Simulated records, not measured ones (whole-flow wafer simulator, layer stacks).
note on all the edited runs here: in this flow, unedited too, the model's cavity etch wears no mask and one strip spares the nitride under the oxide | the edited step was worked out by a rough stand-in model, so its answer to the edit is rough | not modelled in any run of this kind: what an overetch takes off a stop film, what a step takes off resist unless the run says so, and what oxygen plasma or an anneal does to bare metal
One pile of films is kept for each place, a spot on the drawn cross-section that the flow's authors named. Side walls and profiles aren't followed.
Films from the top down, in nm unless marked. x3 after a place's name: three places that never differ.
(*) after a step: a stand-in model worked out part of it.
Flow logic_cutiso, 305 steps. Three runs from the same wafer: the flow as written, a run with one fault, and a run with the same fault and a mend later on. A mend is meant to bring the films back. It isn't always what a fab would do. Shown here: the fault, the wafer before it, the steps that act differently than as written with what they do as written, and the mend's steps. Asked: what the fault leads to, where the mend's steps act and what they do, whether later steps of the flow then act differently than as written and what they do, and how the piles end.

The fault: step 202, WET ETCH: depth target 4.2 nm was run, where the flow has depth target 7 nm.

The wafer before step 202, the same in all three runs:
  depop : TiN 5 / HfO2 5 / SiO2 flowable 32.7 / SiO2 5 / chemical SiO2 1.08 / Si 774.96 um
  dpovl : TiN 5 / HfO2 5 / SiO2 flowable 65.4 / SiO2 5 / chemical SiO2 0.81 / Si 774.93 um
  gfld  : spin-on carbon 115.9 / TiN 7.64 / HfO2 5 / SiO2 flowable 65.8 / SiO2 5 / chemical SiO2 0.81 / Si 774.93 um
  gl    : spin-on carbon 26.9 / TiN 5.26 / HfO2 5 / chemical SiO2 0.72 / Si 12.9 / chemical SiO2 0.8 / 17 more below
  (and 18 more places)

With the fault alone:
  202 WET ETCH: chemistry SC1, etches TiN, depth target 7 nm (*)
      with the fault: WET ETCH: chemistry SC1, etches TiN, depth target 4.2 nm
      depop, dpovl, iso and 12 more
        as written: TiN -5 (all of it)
        with the fault: TiN -4.2
  Later steps of the flow that act differently than as written (2 more steps differ only slightly, by at most 2% or 0.5 nm, whichever is larger, and aren't shown):
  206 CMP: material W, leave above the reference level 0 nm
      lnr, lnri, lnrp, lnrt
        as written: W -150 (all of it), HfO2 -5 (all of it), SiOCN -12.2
        with the fault: W -150 (all of it), TiN -0.8 (all of it), HfO2 -5 (all of it), SiOCN -12.2
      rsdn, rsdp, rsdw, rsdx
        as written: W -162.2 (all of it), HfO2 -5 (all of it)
        with the fault: W -162.2 (all of it), TiN -0.8 (all of it), HfO2 -5 (all of it)
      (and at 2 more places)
  At the end the piles differ from the flow's by more than 2% or 0.5 nm, whichever is larger, at depop, dpovl, isow, ns, nsgap.
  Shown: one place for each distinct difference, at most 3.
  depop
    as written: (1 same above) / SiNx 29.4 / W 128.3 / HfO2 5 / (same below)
    with the fault: (1 same above) / SiNx 29.4 / W 127.5 / TiN 0.8 / HfO2 5 / (same below)
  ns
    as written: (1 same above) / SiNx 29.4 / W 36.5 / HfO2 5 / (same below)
    with the fault: (1 same above) / SiNx 29.4 / W 35.7 / TiN 0.8 / HfO2 5 / (same below)

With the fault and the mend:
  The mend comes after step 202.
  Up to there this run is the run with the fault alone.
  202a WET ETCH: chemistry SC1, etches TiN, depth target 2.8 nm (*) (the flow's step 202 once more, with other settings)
      depop, dpovl, iso and 12 more
        TiN -0.8 (all of it)
  No later step of the flow acts differently than as written, at any place that is followed, by more than 2% or 0.5 nm, whichever is larger.
  At the end the piles are the same as the flow's at every place that both follow.
